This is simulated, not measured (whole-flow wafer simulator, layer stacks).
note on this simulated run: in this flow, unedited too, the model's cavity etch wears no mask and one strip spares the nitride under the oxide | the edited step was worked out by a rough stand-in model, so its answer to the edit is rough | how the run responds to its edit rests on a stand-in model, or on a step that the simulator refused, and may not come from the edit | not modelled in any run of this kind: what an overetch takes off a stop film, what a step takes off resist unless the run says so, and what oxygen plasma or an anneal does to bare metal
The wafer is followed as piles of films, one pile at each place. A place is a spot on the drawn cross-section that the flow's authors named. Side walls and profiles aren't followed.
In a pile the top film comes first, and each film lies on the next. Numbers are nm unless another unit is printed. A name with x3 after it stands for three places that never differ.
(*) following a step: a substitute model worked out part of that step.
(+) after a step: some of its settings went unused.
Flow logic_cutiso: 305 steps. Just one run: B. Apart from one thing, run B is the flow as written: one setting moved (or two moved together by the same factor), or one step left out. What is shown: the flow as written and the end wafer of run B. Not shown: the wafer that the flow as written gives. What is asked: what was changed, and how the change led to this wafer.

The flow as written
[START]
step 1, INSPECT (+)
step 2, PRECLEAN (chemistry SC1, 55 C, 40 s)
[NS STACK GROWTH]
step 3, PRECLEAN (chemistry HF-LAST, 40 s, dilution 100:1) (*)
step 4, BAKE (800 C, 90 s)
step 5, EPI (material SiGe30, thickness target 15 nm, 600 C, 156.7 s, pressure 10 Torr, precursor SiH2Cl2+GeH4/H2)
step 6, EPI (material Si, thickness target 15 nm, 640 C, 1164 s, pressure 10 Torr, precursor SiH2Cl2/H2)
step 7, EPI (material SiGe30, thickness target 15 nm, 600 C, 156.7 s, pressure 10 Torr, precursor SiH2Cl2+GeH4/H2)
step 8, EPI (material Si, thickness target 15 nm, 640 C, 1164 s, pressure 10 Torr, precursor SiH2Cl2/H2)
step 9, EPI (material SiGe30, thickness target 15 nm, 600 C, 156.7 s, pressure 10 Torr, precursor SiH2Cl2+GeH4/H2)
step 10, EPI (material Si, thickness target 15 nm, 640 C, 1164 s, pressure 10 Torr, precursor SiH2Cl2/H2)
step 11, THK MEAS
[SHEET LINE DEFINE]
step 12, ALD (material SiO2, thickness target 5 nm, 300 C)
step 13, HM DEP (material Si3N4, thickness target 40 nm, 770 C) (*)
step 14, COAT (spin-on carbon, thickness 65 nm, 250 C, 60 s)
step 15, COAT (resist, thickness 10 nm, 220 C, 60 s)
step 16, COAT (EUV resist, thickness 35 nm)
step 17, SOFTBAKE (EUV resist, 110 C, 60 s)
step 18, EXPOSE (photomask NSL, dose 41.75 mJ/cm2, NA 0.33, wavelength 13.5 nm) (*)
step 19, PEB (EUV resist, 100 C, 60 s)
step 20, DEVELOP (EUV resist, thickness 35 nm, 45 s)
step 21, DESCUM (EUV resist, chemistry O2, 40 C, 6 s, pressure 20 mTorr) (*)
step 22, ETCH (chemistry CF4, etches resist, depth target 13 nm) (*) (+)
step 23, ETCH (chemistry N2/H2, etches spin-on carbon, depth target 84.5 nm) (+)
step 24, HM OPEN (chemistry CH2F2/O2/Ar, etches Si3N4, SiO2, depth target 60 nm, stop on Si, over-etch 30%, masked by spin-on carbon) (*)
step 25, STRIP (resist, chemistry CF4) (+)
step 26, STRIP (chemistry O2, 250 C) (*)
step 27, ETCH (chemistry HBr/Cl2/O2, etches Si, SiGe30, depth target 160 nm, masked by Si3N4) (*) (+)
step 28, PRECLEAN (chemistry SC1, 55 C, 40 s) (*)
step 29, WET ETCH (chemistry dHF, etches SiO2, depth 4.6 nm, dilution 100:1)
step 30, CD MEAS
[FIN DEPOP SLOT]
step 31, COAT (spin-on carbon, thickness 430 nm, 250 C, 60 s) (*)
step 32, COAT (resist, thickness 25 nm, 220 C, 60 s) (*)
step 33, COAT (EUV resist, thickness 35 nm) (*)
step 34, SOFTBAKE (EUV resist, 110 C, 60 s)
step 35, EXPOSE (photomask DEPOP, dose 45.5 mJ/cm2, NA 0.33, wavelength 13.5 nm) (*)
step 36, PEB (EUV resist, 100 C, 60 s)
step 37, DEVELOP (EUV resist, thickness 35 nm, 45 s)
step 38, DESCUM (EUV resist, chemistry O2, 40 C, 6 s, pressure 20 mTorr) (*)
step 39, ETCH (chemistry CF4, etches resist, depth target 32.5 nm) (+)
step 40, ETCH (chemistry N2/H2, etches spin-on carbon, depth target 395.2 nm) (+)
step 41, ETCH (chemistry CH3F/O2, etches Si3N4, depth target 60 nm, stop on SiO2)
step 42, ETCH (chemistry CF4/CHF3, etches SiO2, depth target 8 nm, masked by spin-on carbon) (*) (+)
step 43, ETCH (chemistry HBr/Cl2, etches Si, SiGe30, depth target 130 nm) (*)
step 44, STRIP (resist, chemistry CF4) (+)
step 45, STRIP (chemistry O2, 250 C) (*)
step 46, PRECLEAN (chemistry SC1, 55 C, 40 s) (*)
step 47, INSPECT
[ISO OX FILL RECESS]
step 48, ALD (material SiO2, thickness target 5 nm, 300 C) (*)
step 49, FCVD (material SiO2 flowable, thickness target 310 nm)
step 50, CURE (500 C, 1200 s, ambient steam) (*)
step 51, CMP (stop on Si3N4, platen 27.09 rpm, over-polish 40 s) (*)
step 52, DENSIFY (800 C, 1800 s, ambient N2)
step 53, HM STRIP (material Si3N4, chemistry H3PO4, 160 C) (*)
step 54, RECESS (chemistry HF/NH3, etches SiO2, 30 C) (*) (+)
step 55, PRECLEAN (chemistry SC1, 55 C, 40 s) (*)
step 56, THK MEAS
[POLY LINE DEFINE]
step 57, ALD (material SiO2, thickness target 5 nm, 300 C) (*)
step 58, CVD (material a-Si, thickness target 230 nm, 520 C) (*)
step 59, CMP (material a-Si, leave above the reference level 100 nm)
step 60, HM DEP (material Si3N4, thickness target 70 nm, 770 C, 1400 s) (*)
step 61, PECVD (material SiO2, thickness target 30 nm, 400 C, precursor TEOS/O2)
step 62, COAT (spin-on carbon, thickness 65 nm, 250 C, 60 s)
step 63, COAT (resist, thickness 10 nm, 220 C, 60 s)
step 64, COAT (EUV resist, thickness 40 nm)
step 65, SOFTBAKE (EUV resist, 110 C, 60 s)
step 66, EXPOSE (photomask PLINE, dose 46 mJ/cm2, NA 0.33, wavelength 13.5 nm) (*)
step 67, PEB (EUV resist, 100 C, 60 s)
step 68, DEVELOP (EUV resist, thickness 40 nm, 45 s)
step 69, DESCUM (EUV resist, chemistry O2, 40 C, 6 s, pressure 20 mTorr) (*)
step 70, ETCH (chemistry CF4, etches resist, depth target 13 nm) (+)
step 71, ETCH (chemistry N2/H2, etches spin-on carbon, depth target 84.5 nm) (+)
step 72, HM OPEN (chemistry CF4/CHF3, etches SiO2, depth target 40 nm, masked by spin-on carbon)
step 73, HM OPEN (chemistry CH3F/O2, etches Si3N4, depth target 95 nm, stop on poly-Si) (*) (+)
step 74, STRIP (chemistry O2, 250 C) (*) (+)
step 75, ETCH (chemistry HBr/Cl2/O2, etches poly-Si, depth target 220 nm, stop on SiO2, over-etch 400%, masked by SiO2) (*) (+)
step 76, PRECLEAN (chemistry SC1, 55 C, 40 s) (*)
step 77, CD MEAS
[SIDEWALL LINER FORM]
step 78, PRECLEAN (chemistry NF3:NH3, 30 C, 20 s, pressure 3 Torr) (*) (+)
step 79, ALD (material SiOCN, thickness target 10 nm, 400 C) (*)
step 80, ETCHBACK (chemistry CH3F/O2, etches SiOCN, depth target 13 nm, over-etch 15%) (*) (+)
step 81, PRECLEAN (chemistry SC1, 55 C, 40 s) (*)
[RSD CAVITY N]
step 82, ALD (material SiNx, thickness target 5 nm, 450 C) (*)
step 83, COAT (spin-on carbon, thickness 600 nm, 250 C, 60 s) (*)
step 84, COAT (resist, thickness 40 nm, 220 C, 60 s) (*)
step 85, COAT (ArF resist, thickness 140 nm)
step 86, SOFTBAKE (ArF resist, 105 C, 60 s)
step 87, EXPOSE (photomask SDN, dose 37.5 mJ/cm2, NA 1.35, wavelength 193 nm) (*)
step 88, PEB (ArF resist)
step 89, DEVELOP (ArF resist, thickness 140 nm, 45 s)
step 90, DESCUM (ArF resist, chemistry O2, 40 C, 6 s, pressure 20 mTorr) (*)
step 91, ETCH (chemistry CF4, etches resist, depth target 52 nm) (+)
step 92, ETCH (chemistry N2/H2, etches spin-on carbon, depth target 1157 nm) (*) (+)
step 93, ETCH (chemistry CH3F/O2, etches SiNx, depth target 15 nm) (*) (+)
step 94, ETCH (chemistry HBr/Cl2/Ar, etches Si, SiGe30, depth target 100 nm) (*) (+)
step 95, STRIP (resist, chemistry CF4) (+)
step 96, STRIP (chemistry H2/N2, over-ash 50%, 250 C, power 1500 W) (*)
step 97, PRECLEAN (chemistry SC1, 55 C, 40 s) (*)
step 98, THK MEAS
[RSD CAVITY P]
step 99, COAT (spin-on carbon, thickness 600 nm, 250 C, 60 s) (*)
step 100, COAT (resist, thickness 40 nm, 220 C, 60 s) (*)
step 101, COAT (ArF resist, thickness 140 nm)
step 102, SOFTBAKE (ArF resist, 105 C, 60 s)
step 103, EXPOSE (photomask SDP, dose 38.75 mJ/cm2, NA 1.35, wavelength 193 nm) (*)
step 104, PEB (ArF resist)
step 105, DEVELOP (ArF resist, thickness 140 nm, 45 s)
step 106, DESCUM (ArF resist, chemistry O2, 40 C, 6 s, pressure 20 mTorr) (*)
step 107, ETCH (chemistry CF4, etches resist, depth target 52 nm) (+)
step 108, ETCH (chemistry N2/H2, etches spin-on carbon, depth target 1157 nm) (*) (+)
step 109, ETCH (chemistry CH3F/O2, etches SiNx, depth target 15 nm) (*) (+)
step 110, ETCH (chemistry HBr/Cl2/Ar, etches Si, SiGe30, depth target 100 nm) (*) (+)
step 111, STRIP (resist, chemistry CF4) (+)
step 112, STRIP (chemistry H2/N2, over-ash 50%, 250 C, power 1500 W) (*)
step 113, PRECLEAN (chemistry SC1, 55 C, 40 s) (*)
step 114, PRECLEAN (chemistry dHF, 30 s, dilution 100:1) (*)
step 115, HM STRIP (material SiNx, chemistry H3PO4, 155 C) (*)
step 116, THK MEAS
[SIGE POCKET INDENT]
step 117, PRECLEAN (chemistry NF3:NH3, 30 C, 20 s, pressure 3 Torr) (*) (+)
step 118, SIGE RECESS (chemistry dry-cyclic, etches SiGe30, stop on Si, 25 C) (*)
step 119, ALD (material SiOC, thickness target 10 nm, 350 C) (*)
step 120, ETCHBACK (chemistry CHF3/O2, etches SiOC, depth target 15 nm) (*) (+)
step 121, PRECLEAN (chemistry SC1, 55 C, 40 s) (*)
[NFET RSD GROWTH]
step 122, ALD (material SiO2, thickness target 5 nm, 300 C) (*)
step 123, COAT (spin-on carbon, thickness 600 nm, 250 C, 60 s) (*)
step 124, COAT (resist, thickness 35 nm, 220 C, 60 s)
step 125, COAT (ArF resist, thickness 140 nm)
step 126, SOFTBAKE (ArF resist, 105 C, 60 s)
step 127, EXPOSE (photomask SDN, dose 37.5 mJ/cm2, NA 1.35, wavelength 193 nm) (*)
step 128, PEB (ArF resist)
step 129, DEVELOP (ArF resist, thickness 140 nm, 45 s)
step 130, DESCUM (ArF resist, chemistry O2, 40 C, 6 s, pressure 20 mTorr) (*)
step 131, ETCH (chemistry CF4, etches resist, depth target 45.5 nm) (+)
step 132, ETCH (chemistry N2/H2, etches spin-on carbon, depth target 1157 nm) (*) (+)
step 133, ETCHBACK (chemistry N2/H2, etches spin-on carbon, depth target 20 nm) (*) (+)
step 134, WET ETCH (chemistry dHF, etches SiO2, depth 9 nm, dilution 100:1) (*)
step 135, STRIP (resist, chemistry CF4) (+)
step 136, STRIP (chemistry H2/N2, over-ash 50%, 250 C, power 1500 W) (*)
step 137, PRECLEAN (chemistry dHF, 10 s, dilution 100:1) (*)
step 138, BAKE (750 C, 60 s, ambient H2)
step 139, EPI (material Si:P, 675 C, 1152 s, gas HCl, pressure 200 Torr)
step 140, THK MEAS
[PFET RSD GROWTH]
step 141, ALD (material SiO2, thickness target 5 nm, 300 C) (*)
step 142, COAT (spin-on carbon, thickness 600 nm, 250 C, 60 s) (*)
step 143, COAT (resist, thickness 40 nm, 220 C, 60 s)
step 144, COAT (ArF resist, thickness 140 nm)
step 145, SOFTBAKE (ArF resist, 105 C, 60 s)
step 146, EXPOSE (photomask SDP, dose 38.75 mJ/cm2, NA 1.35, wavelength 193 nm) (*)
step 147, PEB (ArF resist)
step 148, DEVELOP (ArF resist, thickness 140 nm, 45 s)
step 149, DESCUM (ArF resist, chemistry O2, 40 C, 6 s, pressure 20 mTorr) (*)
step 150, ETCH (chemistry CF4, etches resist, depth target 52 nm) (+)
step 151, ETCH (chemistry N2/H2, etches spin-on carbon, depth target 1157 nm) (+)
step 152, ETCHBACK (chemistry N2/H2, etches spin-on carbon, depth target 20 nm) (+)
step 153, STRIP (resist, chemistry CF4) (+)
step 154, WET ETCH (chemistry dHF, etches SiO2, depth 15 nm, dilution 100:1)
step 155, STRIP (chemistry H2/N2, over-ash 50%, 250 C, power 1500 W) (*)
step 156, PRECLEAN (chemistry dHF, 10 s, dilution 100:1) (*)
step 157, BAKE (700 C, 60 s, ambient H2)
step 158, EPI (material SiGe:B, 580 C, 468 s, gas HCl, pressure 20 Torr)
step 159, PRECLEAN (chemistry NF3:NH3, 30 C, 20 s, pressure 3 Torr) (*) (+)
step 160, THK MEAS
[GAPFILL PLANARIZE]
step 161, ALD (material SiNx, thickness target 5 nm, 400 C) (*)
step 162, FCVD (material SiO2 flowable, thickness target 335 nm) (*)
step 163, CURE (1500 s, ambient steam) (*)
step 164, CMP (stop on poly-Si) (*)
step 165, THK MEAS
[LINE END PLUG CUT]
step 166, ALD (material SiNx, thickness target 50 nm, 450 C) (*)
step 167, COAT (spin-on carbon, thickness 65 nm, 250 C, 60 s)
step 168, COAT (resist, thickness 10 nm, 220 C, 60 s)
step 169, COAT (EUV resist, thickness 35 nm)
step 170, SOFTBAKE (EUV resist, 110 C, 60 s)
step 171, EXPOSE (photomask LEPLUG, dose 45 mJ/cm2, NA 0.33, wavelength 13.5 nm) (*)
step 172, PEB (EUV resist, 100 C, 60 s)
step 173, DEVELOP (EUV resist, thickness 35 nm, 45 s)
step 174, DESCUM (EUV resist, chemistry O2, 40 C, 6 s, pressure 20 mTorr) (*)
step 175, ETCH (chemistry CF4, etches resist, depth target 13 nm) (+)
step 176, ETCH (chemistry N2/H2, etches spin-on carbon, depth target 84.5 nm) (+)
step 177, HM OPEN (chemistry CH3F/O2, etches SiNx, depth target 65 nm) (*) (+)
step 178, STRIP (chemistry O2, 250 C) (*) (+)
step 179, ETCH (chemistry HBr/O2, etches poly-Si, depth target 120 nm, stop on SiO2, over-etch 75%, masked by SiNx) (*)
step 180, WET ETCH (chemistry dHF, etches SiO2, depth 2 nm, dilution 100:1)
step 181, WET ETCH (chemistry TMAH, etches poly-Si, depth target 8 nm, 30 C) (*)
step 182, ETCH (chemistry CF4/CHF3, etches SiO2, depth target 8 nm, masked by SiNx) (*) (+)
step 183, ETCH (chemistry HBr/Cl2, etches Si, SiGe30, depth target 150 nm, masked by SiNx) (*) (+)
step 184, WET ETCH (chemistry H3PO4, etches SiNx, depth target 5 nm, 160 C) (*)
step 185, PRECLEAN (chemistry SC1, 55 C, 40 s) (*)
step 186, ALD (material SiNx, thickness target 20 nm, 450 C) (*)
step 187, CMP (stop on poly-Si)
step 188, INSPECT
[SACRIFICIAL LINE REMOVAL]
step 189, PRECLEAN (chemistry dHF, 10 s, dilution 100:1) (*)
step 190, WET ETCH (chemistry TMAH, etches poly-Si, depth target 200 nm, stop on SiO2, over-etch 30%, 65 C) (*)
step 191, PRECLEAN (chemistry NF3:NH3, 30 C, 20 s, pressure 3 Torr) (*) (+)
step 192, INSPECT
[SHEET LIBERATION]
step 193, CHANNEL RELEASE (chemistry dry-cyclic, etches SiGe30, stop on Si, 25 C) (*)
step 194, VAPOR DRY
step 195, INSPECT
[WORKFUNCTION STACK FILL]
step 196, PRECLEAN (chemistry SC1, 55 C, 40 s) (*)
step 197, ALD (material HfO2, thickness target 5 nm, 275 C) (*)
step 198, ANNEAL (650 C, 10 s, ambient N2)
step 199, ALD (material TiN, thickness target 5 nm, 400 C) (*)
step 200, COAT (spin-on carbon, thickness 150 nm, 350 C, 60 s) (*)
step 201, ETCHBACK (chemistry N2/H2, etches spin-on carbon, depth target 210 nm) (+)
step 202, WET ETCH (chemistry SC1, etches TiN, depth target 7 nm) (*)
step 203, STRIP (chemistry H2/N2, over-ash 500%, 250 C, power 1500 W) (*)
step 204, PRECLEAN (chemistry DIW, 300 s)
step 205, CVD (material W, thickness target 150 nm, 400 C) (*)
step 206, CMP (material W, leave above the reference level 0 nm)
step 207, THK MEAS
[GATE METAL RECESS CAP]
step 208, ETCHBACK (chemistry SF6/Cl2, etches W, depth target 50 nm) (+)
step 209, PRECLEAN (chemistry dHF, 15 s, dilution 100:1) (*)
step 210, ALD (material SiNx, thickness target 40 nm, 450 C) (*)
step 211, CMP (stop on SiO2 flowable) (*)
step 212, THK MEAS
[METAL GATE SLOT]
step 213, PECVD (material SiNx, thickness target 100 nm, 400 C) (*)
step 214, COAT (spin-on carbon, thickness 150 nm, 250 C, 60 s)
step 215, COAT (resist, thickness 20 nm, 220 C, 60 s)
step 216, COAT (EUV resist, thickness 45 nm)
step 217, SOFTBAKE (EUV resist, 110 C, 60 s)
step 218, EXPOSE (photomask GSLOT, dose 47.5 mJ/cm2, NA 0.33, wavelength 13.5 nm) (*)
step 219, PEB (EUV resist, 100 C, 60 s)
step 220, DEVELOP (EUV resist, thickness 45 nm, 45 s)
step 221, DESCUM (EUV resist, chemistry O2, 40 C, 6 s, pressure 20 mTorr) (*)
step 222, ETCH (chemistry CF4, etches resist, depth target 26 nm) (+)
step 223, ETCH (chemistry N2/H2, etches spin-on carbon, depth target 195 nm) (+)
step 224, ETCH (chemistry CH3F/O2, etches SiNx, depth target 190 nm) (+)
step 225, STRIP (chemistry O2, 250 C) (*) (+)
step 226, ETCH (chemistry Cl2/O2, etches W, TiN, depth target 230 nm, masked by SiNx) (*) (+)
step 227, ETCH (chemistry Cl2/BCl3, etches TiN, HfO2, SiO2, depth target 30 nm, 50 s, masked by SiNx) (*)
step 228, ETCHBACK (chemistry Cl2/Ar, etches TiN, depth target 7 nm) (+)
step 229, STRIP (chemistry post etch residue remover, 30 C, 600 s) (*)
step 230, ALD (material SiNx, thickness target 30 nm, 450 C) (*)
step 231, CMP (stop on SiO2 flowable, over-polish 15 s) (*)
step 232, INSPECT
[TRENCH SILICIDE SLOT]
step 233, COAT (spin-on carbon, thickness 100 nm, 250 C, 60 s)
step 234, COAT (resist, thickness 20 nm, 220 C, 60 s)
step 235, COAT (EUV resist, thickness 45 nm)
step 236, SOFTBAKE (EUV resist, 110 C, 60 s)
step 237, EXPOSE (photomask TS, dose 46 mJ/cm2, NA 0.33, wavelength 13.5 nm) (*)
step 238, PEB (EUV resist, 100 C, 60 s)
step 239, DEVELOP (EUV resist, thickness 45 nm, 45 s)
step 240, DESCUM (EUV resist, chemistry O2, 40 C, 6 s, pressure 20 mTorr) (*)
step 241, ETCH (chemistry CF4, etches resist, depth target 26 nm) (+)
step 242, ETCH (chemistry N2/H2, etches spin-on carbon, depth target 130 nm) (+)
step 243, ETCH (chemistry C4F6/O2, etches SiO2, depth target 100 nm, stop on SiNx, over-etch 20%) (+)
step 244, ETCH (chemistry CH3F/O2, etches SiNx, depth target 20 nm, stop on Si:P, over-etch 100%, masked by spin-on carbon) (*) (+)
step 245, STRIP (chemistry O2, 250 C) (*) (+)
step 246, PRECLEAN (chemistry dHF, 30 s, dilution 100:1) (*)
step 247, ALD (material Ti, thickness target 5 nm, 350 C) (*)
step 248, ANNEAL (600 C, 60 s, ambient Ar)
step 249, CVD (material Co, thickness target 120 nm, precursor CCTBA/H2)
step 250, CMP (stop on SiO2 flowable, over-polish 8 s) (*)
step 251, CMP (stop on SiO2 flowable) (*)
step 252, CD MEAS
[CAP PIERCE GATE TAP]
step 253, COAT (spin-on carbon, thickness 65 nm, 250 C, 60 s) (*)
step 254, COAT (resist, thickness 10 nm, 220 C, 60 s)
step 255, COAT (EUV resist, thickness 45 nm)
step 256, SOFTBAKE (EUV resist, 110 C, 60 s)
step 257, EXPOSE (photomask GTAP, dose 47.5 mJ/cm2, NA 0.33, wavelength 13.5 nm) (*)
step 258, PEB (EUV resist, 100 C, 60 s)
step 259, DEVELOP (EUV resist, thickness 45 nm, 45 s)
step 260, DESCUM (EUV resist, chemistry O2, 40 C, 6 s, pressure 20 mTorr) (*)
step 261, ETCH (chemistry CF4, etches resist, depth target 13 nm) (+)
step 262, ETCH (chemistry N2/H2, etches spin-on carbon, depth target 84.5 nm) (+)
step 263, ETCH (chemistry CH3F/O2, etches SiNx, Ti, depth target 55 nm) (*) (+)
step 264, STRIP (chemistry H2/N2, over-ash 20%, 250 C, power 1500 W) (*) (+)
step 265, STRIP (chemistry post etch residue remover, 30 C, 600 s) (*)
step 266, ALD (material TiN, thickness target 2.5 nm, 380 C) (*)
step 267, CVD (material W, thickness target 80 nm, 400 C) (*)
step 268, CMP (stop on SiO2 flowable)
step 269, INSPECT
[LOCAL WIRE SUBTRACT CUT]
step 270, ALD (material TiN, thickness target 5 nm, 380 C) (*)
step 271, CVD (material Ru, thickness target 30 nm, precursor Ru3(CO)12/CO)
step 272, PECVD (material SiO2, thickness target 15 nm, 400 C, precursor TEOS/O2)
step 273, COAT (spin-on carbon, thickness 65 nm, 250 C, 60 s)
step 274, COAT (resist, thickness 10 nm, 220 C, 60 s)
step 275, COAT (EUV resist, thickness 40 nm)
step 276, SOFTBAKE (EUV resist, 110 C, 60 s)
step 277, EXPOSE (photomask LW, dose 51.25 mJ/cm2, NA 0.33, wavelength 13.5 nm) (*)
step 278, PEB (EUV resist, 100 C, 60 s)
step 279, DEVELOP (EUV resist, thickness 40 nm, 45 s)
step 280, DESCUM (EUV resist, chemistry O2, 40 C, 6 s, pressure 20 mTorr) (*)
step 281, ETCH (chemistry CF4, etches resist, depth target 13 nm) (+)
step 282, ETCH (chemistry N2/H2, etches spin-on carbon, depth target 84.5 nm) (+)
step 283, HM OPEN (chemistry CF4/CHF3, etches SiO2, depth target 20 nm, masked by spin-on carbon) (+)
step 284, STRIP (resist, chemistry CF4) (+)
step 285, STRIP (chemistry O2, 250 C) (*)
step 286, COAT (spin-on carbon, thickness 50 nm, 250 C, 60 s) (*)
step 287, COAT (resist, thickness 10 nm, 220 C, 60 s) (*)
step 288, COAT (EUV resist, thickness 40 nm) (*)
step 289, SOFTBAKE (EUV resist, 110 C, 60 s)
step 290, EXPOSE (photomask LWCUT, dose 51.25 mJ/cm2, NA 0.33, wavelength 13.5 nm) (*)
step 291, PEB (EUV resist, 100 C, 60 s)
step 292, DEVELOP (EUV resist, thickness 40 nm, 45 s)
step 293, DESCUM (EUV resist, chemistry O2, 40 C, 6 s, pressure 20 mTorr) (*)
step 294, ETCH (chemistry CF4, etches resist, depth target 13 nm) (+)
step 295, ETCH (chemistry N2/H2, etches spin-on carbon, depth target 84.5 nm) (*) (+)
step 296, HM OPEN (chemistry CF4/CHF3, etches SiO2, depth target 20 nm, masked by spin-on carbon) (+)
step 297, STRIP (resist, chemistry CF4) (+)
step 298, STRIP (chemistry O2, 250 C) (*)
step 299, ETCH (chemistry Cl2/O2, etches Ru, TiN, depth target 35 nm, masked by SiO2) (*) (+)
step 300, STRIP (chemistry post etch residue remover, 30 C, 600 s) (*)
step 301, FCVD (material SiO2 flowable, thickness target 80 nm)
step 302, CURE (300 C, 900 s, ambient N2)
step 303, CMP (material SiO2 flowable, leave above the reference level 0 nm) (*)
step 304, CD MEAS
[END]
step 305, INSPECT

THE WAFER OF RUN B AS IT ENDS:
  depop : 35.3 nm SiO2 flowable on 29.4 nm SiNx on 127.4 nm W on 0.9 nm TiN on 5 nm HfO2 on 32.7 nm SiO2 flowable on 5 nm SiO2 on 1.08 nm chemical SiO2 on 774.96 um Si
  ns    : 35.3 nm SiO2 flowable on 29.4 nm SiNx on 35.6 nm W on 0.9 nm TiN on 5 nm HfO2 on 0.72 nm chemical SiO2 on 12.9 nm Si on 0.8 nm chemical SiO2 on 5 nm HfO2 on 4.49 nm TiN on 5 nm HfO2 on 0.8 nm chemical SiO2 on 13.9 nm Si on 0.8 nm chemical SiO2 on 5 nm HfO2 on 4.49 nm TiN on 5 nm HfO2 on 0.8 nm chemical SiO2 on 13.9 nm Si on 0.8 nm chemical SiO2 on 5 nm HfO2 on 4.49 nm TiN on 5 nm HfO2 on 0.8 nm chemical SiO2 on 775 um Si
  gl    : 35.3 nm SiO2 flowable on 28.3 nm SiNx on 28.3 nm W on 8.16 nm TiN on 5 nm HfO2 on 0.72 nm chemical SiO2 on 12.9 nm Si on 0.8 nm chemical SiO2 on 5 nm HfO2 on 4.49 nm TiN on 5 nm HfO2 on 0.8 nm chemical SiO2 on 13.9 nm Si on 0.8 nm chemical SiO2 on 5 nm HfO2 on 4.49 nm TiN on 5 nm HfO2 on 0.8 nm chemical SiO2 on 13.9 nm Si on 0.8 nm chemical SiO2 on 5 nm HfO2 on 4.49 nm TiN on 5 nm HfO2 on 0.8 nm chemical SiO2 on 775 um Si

What caused this: step 199, ALD: thickness target 7.9 nm was run, while the flow as written has thickness target 5 nm.

Step by step, how the change led to this:
  step 199, ALD (material TiN, thickness target 5 nm, 400 C) (*)
      depop, dpovl, iso and 11 more: +7.9 TiN (new film) (as written it would have been: +5 TiN (new film))
      gl, glp, tap: +8.16 TiN (new film), +4.49 TiN (new film), -4.49 cavity (all of it), +4.49 TiN (new film), -4.49 cavity (all of it), +4.49 TiN (new film), -4.49 cavity (all of it) (as written it would have been: +5.26 TiN (new film), +4.49 TiN (new film), -4.49 cavity (all of it), +4.49 TiN (new film), -4.49 cavity (all of it), +4.49 TiN (new film), -4.49 cavity (all of it))
      (also at 5 further places)
  step 200, COAT (spin-on carbon, thickness 150 nm, 350 C, 60 s) (*)
      gl, glp: +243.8 spin-on carbon (new film) (as written it would have been: +236.9 spin-on carbon (new film))
      gxn, gxp: +243.9 spin-on carbon (new film) (as written it would have been: +236.9 spin-on carbon (new film))
      (also at 18 further places)
  step 201, ETCHBACK (chemistry N2/H2, etches spin-on carbon, depth target 210 nm) (+)
      lnr, lnrp: -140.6 spin-on carbon (all of it) (as written it would have been: -133.9 spin-on carbon (all of it))
      rsdn, rsdw: -152.6 spin-on carbon (all of it) (as written it would have been: -145.8 spin-on carbon (all of it))
      (also at 11 further places)
  step 202, WET ETCH (chemistry SC1, etches TiN, depth target 7 nm) (*)
      depop, dpovl, iso and 12 more: -7 TiN (as written it would have been: -5 TiN (all of it))
  step 203, STRIP (chemistry H2/N2, over-ash 500%, 250 C, power 1500 W) (*)
      gl, glp: -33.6 spin-on carbon (all of it) (as written it would have been: -26.7 spin-on carbon (all of it))
      gxn, gxp: -33.8 spin-on carbon (all of it) (as written it would have been: -26.8 spin-on carbon (all of it))
      (also at 3 further places)
  step 205, CVD (material W, thickness target 150 nm, 400 C) (*)
      gxf: +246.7 W (new film) (as written it would have been: +337.8 W (new film))
  step 206, CMP (material W, leave above the reference level 0 nm)
      lnr, lnri, lnrp, lnrt: -150 W (all of it), -0.9 TiN (all of it), -5 HfO2 (all of it), -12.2 SiOCN (as written it would have been: -150 W (all of it), -5 HfO2 (all of it), -12.2 SiOCN)
      rsdn, rsdp, rsdw, rsdx: -162.2 W (all of it), -0.9 TiN (all of it), -5 HfO2 (all of it) (as written it would have been: -162.2 W (all of it), -5 HfO2 (all of it))
      (also at 2 further places)
  step 226, ETCH (chemistry Cl2/O2, etches W, TiN, depth target 230 nm, masked by SiNx) (*) (+)
      gfld: -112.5 W (all of it), -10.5 TiN (all of it), -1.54 HfO2 (as written it would have been: -115.4 W (all of it), -7.64 TiN (all of it), -1.54 HfO2)
